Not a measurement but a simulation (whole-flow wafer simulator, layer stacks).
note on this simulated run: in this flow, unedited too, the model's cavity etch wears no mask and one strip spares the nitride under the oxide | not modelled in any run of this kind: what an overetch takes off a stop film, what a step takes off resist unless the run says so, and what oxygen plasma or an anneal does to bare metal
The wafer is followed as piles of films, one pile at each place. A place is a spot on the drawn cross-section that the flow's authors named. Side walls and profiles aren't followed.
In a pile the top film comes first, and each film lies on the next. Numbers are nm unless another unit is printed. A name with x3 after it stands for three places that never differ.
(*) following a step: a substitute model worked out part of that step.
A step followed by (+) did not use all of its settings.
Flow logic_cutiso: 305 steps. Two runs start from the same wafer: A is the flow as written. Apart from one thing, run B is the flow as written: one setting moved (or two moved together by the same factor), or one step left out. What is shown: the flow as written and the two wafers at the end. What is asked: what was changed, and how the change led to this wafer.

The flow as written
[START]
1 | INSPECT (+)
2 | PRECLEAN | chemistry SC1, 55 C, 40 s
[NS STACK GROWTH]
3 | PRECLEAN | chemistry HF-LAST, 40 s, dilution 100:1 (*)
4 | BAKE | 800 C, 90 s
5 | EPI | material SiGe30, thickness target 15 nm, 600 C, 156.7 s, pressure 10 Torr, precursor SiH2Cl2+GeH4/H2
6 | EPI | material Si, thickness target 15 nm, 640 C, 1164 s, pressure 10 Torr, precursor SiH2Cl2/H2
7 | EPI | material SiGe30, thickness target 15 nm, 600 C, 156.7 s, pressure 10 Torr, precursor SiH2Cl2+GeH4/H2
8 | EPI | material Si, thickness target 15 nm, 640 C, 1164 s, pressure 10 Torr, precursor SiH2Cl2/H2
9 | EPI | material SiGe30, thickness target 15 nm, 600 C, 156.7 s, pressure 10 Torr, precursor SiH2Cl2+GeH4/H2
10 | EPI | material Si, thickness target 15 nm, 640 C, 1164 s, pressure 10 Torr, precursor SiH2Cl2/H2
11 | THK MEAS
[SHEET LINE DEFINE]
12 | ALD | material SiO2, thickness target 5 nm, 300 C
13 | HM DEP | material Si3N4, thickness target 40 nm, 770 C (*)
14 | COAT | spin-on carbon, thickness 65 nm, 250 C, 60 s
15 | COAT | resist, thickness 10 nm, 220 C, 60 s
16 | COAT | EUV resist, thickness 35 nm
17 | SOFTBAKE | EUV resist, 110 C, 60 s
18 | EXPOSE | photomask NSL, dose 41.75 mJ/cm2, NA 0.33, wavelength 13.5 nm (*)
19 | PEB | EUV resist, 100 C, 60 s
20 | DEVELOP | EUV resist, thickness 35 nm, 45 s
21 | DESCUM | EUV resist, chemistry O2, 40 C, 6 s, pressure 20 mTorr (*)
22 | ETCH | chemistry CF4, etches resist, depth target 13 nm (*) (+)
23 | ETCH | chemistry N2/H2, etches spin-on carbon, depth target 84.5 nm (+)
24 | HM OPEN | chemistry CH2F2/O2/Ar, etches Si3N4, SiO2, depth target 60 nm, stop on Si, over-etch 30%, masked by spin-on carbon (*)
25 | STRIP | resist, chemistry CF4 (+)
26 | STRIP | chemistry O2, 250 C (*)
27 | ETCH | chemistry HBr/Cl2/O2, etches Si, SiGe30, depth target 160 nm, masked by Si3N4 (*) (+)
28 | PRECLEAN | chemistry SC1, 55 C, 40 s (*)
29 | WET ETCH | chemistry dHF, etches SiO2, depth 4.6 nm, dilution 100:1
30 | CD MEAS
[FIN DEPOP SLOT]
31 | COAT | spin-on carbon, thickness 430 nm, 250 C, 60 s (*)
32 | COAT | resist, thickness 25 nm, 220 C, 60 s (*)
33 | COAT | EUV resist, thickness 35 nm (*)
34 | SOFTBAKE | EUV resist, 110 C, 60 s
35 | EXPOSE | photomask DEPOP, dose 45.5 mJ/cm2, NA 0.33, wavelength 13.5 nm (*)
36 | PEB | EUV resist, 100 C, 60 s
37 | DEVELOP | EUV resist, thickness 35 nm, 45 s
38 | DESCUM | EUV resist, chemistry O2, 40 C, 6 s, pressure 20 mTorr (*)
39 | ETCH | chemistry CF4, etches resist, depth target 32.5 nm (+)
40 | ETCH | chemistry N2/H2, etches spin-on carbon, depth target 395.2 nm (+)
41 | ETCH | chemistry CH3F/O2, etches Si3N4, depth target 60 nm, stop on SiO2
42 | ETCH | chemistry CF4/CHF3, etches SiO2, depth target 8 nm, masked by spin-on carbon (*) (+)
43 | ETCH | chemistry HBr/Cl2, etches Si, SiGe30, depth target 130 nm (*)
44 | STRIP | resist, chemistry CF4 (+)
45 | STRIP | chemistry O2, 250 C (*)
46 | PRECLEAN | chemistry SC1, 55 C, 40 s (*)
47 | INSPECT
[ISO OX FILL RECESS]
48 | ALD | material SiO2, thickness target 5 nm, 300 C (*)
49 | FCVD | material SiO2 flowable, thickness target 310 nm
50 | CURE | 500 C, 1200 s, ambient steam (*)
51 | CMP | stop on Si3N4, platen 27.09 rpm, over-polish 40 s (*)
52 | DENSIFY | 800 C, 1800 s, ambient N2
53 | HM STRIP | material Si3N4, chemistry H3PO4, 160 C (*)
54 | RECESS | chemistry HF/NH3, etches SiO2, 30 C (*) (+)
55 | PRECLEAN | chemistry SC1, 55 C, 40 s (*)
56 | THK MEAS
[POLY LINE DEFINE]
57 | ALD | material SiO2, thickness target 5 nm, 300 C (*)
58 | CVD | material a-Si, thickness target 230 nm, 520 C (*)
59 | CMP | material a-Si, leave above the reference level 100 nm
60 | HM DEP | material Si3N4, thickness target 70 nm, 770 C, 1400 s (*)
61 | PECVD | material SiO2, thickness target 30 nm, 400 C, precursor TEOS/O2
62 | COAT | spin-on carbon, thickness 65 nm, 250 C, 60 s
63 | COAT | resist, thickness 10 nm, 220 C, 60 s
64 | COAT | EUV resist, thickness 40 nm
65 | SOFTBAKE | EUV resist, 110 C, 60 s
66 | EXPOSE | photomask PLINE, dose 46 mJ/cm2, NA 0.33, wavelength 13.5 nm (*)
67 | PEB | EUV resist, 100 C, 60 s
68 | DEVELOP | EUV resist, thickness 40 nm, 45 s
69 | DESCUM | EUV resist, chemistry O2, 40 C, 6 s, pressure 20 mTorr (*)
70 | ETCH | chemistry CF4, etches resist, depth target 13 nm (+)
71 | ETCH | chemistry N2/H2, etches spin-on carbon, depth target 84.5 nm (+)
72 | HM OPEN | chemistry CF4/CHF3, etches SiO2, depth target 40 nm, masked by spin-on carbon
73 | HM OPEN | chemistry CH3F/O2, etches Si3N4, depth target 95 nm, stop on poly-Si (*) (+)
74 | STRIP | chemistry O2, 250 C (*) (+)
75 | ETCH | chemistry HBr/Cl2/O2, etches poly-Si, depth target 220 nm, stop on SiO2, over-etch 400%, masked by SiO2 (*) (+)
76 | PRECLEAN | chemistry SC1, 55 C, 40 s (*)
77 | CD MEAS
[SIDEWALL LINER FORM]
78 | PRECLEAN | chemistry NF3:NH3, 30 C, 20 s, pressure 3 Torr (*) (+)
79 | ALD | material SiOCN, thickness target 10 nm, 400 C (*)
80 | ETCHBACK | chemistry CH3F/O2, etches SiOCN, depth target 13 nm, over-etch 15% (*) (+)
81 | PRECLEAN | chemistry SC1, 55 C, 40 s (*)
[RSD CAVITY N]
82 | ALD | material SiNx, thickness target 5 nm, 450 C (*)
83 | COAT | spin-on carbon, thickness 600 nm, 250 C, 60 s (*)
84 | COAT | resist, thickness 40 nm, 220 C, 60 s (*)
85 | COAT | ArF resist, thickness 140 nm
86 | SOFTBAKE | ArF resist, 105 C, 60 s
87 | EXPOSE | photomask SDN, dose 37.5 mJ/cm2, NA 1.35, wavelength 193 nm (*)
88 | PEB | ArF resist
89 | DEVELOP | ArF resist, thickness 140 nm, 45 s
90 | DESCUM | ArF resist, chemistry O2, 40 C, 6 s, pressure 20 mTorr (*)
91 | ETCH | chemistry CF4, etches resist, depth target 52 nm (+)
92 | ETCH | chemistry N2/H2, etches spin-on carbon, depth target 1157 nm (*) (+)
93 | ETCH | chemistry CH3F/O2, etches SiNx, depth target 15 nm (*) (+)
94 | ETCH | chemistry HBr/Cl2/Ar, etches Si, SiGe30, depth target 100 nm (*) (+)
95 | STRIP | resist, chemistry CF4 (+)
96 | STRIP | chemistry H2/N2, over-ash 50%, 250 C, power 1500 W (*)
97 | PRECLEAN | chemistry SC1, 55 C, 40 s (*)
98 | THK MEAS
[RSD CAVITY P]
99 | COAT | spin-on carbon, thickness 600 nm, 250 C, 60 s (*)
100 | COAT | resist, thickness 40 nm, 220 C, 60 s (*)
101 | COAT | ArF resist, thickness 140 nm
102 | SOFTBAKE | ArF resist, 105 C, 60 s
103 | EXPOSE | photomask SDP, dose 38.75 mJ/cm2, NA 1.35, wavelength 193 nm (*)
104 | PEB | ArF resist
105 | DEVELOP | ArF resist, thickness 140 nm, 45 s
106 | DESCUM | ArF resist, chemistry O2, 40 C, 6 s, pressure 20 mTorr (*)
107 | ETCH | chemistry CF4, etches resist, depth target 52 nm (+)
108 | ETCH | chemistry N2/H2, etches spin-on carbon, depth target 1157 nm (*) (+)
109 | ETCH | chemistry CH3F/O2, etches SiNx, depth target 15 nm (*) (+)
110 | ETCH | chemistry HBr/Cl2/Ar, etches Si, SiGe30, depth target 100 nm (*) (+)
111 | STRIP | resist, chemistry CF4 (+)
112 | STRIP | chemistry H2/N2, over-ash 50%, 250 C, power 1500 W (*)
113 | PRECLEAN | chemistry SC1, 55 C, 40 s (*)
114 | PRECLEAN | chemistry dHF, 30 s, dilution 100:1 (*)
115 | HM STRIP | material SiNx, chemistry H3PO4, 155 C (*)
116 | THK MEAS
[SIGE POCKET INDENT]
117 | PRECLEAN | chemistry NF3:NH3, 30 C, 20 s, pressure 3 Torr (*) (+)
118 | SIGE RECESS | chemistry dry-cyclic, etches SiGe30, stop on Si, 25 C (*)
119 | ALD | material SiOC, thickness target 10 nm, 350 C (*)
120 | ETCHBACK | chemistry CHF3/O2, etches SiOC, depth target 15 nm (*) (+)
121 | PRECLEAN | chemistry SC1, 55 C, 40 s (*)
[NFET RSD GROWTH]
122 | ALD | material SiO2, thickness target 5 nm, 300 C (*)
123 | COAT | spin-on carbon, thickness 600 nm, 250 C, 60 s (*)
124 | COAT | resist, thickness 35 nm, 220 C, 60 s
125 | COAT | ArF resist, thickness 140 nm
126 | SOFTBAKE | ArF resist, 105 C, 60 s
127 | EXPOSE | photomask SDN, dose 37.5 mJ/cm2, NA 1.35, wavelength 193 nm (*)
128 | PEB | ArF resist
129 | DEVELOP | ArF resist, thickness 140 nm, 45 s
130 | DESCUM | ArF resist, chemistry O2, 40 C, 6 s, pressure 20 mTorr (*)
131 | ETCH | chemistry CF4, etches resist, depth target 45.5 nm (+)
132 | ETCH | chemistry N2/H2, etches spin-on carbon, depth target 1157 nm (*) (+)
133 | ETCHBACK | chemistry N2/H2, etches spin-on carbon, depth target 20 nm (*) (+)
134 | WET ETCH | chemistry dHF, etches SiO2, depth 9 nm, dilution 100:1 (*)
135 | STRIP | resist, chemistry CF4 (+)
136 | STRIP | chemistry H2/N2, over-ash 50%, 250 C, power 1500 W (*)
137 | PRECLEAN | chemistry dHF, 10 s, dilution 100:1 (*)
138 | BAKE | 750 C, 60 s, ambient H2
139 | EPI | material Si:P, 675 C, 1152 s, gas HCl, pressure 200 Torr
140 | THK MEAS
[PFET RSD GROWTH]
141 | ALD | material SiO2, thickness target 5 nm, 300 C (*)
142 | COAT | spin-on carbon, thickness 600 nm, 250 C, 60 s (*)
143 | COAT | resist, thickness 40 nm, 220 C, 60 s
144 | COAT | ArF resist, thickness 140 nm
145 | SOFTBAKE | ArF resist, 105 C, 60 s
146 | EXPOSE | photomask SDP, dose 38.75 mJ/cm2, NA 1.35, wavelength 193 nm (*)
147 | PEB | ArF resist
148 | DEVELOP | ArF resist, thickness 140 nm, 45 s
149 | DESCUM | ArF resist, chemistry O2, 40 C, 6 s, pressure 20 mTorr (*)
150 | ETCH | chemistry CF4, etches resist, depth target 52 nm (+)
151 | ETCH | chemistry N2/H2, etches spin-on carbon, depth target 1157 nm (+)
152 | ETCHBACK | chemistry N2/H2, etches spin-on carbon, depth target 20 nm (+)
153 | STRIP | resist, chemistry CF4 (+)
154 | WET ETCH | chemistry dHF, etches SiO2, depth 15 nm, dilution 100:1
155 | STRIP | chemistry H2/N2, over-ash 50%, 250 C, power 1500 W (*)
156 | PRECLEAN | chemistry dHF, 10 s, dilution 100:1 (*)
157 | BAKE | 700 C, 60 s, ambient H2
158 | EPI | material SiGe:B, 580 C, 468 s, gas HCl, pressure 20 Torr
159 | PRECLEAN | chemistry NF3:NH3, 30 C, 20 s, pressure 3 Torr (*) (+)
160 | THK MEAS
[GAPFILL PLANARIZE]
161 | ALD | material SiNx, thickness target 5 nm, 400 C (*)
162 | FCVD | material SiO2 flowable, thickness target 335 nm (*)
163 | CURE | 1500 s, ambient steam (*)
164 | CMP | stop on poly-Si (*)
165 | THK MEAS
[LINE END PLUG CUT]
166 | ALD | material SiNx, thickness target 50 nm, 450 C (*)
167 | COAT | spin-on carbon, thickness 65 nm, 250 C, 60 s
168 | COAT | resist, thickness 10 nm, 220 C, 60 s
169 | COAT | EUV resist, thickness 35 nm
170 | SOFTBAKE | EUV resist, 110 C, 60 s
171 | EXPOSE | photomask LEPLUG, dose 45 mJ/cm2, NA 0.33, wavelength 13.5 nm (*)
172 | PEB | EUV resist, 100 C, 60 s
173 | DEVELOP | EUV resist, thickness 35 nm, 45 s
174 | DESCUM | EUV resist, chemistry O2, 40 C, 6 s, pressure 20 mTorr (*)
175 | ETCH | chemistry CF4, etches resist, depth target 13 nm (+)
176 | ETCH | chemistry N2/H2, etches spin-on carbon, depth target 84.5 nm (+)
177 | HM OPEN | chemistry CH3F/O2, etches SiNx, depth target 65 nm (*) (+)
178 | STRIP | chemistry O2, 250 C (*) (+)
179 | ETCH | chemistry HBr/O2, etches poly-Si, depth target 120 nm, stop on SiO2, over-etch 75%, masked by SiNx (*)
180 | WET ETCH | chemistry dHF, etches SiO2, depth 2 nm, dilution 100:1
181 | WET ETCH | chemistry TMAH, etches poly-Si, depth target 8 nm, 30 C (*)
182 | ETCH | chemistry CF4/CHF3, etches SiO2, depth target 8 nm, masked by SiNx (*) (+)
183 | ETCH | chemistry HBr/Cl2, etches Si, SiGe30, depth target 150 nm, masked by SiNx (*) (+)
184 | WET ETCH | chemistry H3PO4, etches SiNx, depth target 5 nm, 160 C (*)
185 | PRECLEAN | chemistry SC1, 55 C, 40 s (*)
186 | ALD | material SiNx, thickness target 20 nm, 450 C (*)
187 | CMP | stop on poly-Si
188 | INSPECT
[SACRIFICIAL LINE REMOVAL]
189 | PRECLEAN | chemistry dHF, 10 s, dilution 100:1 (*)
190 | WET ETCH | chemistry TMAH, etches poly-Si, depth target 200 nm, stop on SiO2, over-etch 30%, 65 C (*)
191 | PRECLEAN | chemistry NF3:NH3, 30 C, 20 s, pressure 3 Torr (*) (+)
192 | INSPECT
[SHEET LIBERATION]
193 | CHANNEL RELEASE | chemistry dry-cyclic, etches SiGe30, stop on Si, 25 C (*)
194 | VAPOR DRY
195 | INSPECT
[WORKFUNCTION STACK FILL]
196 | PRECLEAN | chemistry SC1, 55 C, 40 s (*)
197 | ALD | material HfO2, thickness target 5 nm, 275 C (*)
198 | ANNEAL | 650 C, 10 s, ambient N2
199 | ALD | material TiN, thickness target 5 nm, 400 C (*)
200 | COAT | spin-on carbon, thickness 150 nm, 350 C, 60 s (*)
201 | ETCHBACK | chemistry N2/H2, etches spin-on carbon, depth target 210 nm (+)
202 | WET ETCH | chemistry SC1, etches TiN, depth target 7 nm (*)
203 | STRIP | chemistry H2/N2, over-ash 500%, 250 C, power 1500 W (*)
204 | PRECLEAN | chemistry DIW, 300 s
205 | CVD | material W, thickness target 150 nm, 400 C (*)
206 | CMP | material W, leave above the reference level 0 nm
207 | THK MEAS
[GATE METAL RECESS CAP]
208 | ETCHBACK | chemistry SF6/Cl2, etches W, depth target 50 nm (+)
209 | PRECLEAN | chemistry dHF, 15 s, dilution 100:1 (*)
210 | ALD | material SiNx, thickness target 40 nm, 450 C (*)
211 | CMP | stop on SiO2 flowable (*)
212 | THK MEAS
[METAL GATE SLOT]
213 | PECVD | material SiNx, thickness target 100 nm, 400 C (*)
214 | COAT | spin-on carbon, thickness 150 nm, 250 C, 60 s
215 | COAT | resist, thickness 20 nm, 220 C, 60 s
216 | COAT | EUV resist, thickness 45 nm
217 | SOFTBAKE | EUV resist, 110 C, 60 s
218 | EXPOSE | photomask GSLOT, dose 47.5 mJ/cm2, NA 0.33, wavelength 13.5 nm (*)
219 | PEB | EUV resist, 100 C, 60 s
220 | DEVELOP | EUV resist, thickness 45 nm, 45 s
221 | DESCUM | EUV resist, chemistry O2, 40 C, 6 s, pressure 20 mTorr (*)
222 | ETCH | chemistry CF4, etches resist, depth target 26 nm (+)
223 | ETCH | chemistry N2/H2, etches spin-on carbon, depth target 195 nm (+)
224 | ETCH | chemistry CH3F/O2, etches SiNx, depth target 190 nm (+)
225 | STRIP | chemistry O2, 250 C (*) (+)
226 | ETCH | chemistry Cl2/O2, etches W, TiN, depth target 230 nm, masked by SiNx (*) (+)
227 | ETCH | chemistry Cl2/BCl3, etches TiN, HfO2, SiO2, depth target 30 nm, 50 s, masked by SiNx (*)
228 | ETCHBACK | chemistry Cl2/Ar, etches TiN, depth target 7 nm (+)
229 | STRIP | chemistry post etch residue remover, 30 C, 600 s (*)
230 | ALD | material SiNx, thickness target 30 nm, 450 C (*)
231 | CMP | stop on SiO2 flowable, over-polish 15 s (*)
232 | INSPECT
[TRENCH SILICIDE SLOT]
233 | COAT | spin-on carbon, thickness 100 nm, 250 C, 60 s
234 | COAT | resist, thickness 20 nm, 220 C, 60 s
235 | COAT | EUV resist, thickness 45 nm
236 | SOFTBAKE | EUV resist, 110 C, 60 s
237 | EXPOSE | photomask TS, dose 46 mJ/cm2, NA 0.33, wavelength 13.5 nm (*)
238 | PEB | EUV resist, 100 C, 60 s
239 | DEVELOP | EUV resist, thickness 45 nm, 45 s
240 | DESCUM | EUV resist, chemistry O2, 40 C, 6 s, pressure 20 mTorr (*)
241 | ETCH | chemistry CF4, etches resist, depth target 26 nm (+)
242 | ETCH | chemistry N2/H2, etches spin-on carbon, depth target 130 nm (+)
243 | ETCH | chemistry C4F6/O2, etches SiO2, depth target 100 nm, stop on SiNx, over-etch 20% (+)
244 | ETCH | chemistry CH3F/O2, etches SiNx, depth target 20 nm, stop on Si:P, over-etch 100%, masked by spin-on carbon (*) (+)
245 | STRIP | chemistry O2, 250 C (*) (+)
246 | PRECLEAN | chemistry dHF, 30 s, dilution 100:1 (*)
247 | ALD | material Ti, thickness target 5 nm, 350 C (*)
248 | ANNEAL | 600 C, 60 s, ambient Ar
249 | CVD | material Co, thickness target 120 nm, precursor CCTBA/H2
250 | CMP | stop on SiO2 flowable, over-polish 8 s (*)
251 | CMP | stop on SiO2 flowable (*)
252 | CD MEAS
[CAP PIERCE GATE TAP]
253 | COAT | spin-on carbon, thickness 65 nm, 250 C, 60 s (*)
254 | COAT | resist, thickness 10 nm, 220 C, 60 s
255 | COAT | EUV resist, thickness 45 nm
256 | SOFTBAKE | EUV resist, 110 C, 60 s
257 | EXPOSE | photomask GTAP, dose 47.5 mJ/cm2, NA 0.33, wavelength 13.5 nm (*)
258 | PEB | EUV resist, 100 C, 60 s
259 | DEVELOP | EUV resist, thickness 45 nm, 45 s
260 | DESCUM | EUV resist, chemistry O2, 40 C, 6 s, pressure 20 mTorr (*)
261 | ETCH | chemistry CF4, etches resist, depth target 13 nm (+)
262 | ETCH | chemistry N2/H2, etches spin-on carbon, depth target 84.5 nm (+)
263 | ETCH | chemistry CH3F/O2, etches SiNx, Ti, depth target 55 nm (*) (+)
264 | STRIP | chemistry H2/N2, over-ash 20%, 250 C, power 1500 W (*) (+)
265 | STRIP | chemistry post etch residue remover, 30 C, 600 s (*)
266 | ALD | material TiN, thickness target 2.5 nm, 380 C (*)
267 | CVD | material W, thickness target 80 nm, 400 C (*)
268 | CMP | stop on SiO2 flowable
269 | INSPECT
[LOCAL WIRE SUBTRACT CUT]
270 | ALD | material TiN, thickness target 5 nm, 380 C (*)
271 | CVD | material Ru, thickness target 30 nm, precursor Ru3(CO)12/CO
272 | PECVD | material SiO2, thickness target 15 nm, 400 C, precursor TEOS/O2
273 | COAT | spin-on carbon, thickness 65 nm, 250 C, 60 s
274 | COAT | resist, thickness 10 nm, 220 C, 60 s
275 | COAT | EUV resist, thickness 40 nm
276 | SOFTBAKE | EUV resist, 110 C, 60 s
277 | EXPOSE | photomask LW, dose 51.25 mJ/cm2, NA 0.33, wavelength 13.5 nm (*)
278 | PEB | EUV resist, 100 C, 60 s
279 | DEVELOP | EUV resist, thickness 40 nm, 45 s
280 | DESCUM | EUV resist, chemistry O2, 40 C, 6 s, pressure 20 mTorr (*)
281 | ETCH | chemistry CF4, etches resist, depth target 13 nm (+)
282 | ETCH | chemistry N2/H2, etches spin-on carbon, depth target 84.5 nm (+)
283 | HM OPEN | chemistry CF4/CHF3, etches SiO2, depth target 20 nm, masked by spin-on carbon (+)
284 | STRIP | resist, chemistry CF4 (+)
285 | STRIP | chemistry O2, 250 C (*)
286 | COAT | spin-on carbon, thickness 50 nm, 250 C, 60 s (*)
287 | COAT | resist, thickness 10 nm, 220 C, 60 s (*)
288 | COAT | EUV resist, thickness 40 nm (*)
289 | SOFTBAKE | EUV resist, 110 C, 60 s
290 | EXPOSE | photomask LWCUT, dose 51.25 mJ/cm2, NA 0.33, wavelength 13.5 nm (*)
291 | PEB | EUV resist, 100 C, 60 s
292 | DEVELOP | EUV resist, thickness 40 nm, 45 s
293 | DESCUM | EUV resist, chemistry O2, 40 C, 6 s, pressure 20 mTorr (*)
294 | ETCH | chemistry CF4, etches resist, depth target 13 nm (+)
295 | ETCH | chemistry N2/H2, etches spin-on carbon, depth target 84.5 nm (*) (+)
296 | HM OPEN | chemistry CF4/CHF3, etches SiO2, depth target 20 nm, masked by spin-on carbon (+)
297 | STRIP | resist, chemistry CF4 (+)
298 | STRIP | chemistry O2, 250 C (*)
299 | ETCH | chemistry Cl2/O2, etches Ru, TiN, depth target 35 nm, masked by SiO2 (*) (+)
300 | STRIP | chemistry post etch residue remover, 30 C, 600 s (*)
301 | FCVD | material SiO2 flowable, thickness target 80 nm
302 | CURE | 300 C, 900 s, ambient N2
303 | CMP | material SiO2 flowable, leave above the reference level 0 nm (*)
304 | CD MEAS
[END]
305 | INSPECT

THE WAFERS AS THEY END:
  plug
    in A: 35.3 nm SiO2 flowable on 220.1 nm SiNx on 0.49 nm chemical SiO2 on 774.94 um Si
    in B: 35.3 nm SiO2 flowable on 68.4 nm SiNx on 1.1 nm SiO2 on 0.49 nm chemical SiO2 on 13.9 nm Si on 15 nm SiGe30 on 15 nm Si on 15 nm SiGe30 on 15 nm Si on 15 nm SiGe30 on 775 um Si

The reason: step 182, ETCH: chemistry CF4/CHF3, etches SiO2, depth target 8 nm, masked by SiNx (*) (+), was omitted.

Step by step, how the change led to this:
  183 | ETCH | chemistry HBr/Cl2, etches Si, SiGe30, depth target 150 nm, masked by SiNx (*) (+)
      depop, dpovl, gfld and 18 more: A SiNx loses 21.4 | B nothing
      plug: A Si loses 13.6 (all of it), SiGe30 loses 15 (all of it), Si loses 15 (all of it), SiGe30 loses 15 (all of it), Si loses 15 (all of it), SiGe30 loses 15 (all of it), Si loses 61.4 | B nothing
  186 | ALD | material SiNx, thickness target 20 nm, 450 C (*)
      plug: A SiNx gains 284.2 (new film) | B SiNx gains 156.8 (new film)
  187 | CMP | stop on poly-Si
      depop, dpovl, gfld and 18 more: A SiNx loses 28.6 (all of it) | B SiNx loses 52.9 (all of it)
      plug: A SiNx loses 28.6 | B SiNx loses 52.9
